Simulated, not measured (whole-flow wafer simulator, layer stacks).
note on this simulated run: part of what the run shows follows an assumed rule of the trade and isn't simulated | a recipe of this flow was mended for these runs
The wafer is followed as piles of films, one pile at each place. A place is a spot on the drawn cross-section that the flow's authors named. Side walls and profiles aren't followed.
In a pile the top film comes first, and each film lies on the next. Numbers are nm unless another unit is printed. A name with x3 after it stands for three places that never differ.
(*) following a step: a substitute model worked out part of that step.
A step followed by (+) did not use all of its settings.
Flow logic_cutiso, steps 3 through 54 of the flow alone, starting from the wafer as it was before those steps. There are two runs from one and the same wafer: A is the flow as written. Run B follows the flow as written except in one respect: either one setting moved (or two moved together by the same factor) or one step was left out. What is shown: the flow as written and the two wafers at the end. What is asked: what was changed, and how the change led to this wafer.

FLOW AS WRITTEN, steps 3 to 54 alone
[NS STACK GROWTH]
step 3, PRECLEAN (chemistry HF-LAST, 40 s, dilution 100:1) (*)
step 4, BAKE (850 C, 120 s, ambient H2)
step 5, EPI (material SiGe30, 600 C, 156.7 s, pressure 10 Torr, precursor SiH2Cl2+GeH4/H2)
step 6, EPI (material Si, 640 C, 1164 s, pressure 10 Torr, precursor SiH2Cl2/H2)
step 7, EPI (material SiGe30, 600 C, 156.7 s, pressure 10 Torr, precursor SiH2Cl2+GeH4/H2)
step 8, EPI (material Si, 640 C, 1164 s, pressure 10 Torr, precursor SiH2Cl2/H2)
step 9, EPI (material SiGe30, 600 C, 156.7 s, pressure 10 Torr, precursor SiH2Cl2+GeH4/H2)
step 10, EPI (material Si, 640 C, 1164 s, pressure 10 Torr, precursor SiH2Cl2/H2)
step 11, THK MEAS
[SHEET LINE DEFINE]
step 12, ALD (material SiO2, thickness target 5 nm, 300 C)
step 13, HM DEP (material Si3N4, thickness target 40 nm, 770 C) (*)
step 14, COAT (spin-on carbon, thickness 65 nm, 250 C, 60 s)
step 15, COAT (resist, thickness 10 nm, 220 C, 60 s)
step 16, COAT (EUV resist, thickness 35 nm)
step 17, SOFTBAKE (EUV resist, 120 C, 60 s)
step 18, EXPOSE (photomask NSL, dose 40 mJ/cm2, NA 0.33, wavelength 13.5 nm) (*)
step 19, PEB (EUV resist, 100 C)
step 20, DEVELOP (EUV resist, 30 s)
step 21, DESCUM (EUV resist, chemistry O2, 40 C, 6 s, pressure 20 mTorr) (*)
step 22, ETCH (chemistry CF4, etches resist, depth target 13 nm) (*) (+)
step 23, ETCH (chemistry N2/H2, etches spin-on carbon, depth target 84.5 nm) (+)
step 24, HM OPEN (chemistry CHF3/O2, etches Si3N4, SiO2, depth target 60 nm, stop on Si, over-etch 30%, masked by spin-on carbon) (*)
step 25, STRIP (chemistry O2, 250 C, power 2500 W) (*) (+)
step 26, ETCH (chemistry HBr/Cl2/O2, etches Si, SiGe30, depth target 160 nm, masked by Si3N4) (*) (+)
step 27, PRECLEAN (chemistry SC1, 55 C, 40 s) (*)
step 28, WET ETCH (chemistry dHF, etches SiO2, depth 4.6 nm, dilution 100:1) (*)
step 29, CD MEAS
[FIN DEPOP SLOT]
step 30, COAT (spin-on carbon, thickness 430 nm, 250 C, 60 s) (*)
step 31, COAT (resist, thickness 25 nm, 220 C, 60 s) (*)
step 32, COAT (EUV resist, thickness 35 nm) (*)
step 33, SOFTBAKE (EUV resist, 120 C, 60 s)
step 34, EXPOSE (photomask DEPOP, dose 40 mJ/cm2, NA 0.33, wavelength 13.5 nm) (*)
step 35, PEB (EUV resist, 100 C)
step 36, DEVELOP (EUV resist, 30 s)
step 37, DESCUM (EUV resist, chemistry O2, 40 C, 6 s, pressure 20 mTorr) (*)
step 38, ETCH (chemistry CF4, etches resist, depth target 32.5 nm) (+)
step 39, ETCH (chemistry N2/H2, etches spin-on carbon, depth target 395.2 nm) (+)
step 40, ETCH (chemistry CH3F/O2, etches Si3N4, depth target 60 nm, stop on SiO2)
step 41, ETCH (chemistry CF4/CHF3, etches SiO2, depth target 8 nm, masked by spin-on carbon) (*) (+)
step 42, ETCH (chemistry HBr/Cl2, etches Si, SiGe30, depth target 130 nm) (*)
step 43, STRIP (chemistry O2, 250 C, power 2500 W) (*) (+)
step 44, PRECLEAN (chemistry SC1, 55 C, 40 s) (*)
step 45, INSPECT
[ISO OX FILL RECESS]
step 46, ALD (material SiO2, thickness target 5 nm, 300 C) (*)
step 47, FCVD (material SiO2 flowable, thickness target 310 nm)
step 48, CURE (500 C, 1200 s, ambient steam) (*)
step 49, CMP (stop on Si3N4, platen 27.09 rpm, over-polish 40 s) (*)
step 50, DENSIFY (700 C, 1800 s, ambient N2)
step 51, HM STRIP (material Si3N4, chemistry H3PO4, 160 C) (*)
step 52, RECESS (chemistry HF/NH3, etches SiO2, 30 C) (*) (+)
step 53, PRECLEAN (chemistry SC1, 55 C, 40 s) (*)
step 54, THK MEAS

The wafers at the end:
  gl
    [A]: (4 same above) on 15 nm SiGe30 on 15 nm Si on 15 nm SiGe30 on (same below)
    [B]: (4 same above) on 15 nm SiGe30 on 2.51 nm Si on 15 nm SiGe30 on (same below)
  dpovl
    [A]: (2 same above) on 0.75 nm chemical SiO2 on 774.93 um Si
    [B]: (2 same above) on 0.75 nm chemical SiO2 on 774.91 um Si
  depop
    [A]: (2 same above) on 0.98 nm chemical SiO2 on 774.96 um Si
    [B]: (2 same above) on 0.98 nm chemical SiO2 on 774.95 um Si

What caused this: step 6, EPI: 605 C was run, though the flow has 640 C.

Step by step, how the change led to this:
  step 6, EPI (material Si, 640 C, 1164 s, pressure 10 Torr, precursor SiH2Cl2/H2)
      depop, dpovl, gfld and 19 more: A +15 Si (new film) | B +2.51 Si (new film)
  step 26, ETCH (chemistry HBr/Cl2/O2, etches Si, SiGe30, depth target 160 nm, masked by Si3N4) (*) (+)
      dpovl, gfld, gxf, iso, isow, lnri, nsgap: A -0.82 chemical SiO2 (all of it), -12 Si (all of it), -15 SiGe30 (all of it), -15 Si (all of it), -15 SiGe30 (all of it), -15 Si (all of it), -15 SiGe30 (all of it), -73 Si | B -0.82 chemical SiO2 (all of it), -12 Si (all of it), -15 SiGe30 (all of it), -15 Si (all of it), -15 SiGe30 (all of it), -2.51 Si (all of it), -15 SiGe30 (all of it), -85.5 Si
  step 42, ETCH (chemistry HBr/Cl2, etches Si, SiGe30, depth target 130 nm) (*)
      depop: A -13.8 Si (all of it), -15 SiGe30 (all of it), -15 Si (all of it), -15 SiGe30 (all of it), -15 Si (all of it), -15 SiGe30 (all of it), -41.2 Si | B -13.8 Si (all of it), -15 SiGe30 (all of it), -15 Si (all of it), -15 SiGe30 (all of it), -2.51 Si (all of it), -15 SiGe30 (all of it), -53.7 Si
